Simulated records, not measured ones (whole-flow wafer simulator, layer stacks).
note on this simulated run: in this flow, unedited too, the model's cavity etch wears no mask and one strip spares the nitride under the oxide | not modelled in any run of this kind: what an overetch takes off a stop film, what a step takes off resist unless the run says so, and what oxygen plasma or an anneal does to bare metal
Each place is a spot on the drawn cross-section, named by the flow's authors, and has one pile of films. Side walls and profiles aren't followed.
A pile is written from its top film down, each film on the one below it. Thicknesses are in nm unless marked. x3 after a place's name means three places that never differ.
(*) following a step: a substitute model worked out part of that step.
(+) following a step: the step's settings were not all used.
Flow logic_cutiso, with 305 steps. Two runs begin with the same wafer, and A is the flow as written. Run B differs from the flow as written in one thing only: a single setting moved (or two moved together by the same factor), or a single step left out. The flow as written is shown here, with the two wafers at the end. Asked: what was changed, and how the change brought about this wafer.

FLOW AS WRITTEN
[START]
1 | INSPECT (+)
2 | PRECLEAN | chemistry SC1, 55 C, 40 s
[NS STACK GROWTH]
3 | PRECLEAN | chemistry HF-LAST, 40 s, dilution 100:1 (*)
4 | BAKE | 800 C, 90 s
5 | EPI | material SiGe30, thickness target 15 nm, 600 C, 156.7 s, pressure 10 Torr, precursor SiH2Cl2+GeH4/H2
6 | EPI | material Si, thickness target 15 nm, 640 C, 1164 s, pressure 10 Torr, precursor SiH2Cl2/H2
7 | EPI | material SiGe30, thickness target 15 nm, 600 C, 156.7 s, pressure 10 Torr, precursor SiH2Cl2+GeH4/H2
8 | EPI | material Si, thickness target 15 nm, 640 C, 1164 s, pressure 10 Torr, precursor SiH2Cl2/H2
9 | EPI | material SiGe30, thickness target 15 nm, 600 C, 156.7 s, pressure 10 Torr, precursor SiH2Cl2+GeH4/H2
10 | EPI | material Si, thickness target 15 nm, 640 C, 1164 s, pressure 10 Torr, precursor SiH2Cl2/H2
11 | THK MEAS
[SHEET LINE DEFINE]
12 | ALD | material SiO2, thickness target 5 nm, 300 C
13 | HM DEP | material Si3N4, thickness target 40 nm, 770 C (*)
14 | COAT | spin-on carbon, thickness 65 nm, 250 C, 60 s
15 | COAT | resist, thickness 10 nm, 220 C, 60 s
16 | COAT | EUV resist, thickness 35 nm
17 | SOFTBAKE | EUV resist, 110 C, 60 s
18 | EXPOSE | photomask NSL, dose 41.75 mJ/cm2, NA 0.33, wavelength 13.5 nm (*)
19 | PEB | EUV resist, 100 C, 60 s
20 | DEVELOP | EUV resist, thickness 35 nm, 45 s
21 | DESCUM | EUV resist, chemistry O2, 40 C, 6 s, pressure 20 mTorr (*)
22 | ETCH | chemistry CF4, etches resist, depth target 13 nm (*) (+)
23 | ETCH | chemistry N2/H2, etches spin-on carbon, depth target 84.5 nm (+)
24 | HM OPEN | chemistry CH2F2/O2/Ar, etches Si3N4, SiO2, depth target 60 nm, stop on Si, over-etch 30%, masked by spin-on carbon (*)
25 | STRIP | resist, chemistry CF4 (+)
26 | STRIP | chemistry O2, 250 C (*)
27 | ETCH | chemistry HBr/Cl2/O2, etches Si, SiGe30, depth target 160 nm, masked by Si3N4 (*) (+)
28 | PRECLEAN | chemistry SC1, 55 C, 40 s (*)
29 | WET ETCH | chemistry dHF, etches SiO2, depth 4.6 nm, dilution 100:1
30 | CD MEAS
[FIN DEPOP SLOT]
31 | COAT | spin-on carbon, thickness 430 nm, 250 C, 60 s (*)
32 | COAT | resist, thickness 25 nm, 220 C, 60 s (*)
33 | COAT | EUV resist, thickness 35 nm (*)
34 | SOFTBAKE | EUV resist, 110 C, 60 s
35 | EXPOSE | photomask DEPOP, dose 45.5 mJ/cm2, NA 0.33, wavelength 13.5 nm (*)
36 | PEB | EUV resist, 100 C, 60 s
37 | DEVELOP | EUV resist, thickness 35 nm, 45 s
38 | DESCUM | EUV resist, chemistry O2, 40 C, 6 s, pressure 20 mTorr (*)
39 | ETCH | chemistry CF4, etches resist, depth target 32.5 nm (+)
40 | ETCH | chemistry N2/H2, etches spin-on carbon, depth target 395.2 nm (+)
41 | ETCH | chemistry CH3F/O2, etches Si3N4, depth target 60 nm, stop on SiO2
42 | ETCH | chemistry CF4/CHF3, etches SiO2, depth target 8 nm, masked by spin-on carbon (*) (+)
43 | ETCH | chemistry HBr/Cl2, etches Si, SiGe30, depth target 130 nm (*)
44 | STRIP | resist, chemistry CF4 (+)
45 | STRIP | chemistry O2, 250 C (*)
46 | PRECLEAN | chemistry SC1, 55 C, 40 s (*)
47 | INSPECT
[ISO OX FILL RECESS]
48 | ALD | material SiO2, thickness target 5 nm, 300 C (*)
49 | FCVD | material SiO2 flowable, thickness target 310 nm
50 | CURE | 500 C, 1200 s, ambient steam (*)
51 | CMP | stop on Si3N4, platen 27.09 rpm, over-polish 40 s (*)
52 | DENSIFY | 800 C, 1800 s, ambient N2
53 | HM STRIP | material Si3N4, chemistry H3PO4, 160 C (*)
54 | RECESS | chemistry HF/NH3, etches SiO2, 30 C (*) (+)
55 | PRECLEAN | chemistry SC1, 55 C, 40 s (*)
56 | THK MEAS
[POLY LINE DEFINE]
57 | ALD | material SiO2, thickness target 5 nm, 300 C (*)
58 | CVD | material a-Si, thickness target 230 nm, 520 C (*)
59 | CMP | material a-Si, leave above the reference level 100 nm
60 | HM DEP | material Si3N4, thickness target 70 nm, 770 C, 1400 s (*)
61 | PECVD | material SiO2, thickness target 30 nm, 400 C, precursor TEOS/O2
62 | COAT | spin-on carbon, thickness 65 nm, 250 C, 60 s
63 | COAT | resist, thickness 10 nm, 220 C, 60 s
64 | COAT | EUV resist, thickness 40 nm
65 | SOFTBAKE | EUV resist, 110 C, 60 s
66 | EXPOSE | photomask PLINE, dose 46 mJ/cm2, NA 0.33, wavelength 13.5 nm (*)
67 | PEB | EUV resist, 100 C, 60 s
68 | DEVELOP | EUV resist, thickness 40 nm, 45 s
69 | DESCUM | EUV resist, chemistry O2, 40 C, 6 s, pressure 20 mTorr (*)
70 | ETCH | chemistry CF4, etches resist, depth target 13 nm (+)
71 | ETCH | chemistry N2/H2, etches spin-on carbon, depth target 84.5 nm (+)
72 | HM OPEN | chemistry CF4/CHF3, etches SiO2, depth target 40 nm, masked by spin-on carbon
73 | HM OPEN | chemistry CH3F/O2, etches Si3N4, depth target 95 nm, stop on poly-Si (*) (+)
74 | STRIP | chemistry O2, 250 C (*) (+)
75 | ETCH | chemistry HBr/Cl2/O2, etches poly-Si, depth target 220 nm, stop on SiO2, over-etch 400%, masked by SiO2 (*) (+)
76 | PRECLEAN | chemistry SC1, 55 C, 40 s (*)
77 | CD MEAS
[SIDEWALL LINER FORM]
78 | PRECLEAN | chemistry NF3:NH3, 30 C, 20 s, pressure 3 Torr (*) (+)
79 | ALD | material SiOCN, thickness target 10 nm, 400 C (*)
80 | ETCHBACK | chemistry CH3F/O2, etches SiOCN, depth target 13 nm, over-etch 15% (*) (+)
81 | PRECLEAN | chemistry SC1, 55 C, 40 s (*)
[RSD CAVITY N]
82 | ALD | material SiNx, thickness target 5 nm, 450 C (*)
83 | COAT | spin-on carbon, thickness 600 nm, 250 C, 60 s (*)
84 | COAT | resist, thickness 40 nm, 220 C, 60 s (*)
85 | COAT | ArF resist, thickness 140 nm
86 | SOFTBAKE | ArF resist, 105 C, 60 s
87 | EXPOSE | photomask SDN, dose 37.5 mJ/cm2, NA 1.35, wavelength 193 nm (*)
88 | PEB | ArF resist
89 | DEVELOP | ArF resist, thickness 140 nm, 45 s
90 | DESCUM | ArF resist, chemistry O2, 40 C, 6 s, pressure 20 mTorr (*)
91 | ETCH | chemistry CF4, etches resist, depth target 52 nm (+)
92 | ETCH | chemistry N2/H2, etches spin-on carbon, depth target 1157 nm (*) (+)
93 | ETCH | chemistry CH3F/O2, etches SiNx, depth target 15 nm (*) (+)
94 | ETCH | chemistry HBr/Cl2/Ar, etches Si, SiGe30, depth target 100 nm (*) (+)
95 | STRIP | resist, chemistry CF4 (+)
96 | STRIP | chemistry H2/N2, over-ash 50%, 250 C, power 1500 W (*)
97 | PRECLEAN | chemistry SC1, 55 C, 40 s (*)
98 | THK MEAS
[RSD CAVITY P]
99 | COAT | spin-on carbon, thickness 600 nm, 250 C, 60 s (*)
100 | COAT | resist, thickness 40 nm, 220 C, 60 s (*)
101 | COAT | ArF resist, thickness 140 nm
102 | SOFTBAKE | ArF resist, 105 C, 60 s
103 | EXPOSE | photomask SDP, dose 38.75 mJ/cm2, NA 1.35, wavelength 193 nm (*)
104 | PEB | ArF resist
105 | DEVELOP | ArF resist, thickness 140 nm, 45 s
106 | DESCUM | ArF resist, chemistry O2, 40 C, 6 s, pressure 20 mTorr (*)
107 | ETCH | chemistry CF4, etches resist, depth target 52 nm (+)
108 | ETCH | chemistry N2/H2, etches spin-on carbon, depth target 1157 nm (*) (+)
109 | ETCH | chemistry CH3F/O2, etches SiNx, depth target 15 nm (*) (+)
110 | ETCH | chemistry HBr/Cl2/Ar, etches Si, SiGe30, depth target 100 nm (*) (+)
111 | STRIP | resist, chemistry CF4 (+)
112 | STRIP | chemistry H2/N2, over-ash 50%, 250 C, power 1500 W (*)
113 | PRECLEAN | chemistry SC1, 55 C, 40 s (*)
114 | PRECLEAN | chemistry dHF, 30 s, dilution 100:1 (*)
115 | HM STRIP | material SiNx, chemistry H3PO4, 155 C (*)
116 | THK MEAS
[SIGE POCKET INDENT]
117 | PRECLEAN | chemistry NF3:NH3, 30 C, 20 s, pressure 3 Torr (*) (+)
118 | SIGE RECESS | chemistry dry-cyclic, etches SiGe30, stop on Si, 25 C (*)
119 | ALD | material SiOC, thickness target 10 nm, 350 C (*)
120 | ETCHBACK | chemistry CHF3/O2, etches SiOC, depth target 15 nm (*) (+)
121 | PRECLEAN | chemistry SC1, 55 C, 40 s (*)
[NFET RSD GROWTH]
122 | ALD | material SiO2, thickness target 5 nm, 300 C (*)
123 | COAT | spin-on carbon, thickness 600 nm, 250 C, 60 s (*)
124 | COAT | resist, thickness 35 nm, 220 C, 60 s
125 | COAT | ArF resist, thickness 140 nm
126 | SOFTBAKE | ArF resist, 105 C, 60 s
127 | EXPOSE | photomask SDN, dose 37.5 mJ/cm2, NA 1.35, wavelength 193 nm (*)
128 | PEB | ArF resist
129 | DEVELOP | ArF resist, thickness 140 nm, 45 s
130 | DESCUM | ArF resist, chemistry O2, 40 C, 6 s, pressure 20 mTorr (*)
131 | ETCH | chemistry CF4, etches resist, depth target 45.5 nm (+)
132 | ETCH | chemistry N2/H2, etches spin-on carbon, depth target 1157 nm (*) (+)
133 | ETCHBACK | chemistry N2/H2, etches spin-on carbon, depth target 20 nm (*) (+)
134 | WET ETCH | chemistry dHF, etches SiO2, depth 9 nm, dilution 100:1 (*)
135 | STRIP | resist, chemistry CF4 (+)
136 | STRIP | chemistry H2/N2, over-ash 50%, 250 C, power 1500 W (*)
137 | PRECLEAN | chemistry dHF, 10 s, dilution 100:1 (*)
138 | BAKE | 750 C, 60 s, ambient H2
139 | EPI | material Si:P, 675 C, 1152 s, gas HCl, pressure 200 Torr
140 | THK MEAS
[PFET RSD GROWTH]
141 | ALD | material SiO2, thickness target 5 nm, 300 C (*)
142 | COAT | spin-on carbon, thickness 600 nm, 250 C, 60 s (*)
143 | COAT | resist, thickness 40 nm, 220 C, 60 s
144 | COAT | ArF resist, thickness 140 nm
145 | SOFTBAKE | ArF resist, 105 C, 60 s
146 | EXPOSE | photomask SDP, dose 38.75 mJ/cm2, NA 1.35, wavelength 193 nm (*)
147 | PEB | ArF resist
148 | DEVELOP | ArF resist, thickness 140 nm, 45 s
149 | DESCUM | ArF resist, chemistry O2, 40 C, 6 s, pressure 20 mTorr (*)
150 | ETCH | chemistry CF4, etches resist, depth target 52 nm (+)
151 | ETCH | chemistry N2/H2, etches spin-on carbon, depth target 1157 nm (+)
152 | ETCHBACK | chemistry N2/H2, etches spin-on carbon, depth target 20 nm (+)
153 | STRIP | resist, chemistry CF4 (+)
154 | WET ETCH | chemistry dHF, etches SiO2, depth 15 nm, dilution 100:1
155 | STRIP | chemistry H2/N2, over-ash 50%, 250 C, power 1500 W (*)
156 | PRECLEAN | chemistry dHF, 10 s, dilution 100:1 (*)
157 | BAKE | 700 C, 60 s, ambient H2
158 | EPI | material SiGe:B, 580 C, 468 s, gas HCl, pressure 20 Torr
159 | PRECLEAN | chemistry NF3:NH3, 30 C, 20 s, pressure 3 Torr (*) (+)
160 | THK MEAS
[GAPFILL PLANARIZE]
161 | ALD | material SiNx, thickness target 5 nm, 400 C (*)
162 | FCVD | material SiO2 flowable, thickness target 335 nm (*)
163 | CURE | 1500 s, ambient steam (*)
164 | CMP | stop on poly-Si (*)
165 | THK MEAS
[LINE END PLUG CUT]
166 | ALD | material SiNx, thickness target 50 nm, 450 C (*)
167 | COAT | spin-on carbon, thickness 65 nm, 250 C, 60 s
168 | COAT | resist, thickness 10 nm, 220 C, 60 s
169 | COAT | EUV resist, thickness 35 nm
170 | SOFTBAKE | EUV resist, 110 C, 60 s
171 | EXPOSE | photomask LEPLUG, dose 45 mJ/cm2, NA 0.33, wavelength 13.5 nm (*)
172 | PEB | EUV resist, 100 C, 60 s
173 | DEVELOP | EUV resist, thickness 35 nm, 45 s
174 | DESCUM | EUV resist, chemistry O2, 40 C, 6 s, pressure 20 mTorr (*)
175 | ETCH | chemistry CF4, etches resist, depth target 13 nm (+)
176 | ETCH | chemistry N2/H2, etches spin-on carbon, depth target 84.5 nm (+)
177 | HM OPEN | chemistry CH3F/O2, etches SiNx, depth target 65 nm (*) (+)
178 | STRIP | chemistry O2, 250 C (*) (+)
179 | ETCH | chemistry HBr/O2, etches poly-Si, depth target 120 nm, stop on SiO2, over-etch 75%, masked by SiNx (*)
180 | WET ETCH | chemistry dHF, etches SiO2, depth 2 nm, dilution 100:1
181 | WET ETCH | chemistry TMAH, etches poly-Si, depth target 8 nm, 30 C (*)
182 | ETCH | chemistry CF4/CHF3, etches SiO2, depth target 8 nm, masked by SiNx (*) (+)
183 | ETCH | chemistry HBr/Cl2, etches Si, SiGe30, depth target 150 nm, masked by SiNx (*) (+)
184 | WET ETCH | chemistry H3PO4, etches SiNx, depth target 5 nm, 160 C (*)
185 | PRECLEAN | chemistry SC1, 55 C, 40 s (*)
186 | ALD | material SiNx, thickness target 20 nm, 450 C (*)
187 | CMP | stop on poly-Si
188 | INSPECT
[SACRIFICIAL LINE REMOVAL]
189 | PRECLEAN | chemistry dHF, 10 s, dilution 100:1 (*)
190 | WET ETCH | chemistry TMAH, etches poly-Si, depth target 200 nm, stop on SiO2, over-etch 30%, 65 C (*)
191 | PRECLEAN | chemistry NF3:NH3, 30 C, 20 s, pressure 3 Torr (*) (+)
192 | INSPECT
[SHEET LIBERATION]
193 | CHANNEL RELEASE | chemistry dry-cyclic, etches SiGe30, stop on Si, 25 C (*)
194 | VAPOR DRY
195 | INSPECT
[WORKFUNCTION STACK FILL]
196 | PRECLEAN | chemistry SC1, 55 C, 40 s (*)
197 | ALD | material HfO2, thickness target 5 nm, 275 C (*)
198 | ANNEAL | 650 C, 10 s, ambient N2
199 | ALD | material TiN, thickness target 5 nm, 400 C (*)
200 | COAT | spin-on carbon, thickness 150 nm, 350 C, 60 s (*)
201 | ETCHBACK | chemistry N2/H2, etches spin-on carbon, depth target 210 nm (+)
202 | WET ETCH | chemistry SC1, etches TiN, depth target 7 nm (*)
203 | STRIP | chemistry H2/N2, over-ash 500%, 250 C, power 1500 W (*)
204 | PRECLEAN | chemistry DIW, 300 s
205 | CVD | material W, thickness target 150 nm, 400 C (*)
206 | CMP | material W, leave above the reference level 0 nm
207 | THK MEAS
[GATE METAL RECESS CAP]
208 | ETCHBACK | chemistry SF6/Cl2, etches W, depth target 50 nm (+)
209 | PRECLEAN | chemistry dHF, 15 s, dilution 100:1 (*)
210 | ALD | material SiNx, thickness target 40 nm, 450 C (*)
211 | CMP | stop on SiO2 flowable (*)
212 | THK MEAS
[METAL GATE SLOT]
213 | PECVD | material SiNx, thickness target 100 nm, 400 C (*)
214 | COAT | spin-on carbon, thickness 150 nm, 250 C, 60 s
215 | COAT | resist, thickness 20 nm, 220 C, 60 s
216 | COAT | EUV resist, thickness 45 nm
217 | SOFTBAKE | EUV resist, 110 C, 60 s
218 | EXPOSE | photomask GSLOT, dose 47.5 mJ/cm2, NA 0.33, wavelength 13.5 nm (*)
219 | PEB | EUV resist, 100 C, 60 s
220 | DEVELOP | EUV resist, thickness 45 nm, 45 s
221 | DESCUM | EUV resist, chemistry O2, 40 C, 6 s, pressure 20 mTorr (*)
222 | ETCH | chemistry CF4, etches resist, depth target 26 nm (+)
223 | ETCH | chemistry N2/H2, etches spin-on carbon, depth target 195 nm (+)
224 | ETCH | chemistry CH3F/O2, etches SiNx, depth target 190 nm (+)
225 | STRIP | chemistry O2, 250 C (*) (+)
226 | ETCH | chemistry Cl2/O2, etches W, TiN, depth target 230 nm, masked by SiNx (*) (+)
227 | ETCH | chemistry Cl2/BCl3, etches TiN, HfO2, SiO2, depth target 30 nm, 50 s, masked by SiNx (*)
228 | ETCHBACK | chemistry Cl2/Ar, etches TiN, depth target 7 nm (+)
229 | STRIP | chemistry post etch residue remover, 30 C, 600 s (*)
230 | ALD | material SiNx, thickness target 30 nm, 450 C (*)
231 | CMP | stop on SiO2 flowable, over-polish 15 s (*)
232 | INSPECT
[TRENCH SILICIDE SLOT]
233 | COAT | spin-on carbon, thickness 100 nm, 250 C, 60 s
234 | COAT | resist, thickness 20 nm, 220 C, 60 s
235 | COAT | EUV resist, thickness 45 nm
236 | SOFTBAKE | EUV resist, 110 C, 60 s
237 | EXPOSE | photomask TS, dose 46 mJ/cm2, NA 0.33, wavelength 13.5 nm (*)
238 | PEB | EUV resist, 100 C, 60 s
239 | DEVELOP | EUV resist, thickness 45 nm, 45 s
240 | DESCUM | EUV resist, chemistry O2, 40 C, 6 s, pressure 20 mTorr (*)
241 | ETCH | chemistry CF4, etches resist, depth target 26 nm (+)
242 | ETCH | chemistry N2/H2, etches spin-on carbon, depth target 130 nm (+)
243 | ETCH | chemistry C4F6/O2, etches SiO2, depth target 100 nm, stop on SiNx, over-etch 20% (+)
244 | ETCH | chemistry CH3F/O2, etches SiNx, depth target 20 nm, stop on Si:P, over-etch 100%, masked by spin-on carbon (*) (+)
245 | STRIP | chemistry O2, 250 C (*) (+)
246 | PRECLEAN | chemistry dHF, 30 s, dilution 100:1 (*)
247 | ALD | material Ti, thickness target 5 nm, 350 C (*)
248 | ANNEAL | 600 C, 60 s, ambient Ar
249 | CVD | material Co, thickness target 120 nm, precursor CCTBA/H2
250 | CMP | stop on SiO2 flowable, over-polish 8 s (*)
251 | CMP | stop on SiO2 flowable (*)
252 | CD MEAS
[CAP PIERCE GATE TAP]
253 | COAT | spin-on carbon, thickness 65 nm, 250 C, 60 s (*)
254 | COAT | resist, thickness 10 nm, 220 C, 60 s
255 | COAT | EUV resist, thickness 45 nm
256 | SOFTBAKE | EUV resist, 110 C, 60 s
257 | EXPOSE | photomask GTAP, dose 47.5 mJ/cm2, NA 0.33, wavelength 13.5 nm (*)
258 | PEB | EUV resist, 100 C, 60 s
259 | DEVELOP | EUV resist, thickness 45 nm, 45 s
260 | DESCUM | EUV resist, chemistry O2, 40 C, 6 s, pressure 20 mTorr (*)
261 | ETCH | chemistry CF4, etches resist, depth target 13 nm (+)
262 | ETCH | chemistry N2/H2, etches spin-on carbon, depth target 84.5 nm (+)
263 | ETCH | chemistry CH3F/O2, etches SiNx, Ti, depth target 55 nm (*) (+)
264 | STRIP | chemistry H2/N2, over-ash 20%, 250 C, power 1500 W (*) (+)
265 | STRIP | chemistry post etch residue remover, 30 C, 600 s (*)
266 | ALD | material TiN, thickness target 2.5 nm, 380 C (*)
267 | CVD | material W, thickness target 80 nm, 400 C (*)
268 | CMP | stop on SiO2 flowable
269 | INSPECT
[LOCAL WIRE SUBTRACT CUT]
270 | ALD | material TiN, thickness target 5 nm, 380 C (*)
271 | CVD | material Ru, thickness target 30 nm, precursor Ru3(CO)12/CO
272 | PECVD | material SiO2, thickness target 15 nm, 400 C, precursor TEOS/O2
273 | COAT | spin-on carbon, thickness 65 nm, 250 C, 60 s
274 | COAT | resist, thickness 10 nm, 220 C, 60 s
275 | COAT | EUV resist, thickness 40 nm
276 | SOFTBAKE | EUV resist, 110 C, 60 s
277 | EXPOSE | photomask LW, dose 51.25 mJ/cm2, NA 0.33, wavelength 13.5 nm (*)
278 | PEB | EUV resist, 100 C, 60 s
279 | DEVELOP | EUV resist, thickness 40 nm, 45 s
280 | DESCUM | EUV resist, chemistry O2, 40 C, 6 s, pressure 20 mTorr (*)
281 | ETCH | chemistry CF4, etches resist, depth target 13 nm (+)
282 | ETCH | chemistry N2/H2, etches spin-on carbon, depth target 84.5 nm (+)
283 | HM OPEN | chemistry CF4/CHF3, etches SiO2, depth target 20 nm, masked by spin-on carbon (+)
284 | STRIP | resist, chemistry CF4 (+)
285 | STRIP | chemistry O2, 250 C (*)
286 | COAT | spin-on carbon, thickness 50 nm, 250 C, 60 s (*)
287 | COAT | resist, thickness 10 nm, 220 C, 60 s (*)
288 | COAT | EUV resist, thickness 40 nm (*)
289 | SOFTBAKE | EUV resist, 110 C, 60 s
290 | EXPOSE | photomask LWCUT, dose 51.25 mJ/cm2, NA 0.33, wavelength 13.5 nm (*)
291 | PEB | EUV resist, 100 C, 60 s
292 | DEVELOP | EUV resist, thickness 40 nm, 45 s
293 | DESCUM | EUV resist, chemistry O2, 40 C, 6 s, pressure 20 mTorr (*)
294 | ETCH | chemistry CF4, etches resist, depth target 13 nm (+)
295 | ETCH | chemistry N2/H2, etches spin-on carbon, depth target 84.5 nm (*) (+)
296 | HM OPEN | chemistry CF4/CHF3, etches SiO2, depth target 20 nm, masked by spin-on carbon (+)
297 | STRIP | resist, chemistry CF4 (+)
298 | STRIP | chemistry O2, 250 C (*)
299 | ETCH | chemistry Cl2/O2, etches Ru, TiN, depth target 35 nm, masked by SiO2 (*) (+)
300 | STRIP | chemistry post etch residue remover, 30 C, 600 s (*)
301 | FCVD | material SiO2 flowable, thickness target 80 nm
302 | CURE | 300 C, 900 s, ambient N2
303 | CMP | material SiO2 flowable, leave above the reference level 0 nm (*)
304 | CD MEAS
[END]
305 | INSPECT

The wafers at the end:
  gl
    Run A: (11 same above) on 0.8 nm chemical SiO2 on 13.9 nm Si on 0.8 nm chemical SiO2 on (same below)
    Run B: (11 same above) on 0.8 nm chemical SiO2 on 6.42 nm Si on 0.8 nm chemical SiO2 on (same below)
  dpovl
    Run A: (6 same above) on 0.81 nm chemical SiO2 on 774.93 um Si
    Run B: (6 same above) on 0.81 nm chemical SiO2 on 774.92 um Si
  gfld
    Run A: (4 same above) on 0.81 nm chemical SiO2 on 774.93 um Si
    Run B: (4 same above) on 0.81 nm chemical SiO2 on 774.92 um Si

Cause: step 8, EPI: 582.2 s was run, while the flow as written has 1164 s.

How this came from the change, step by step:
  8 | EPI | material Si, thickness target 15 nm, 640 C, 1164 s, pressure 10 Torr, precursor SiH2Cl2/H2
      depop, dpovl, gfld and 19 more: A Si gains 15 (new film) | B Si gains 7.5 (new film)
  27 | ETCH | chemistry HBr/Cl2/O2, etches Si, SiGe30, depth target 160 nm, masked by Si3N4 (*) (+)
      gfld, gxf, iso, lnri: A chemical SiO2 loses 0.79 (all of it), Si loses 11.4 (all of it), SiGe30 loses 15 (all of it), Si loses 15 (all of it), SiGe30 loses 15 (all of it), Si loses 15 (all of it), SiGe30 loses 15 (all of it), Si loses 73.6 | B chemical SiO2 loses 0.79 (all of it), Si loses 11.4 (all of it), SiGe30 loses 15 (all of it), Si loses 7.5 (all of it), SiGe30 loses 15 (all of it), Si loses 15 (all of it), SiGe30 loses 15 (all of it), Si loses 81.1
      dpovl, nsgap: A chemical SiO2 loses 0.79 (all of it), Si loses 11.8 (all of it), SiGe30 loses 15 (all of it), Si loses 15 (all of it), SiGe30 loses 15 (all of it), Si loses 15 (all of it), SiGe30 loses 15 (all of it), Si loses 73.2 | B chemical SiO2 loses 0.79 (all of it), Si loses 11.8 (all of it), SiGe30 loses 15 (all of it), Si loses 7.5 (all of it), SiGe30 loses 15 (all of it), Si loses 15 (all of it), SiGe30 loses 15 (all of it), Si loses 80.7
      (also at 1 further place)
  43 | ETCH | chemistry HBr/Cl2, etches Si, SiGe30, depth target 130 nm (*)
      depop: A Si loses 14 (all of it), SiGe30 loses 15 (all of it), Si loses 15 (all of it), SiGe30 loses 15 (all of it), Si loses 15 (all of it), SiGe30 loses 15 (all of it), Si loses 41 | B Si loses 14 (all of it), SiGe30 loses 15 (all of it), Si loses 7.5 (all of it), SiGe30 loses 15 (all of it), Si loses 15 (all of it), SiGe30 loses 15 (all of it), Si loses 48.5
  94 | ETCH | chemistry HBr/Cl2/Ar, etches Si, SiGe30, depth target 100 nm (*) (+)
      rsdn, rsdx: A chemical SiO2 loses 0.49 (all of it), Si loses 12.8 (all of it), SiGe30 loses 15 (all of it), Si loses 15 (all of it), SiGe30 loses 15 (all of it), Si loses 15 (all of it), SiGe30 loses 15 (all of it), Si loses 12.2 | B chemical SiO2 loses 0.49 (all of it), Si loses 12.8 (all of it), SiGe30 loses 15 (all of it), Si loses 7.5 (all of it), SiGe30 loses 15 (all of it), Si loses 15 (all of it), SiGe30 loses 15 (all of it), Si loses 19.7
  110 | ETCH | chemistry HBr/Cl2/Ar, etches Si, SiGe30, depth target 100 nm (*) (+)
      rsdp, rsdw: A chemical SiO2 loses 0.49 (all of it), Si loses 12.8 (all of it), SiGe30 loses 15 (all of it), Si loses 15 (all of it), SiGe30 loses 15 (all of it), Si loses 15 (all of it), SiGe30 loses 15 (all of it), Si loses 12.2 | B chemical SiO2 loses 0.49 (all of it), Si loses 12.8 (all of it), SiGe30 loses 15 (all of it), Si loses 7.5 (all of it), SiGe30 loses 15 (all of it), Si loses 15 (all of it), SiGe30 loses 15 (all of it), Si loses 19.7
  183 | ETCH | chemistry HBr/Cl2, etches Si, SiGe30, depth target 150 nm, masked by SiNx (*) (+)
      plug: A Si loses 13.6 (all of it), SiGe30 loses 15 (all of it), Si loses 15 (all of it), SiGe30 loses 15 (all of it), Si loses 15 (all of it), SiGe30 loses 15 (all of it), Si loses 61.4 | B Si loses 13.6 (all of it), SiGe30 loses 15 (all of it), Si loses 7.5 (all of it), SiGe30 loses 15 (all of it), Si loses 15 (all of it), SiGe30 loses 15 (all of it), Si loses 68.9
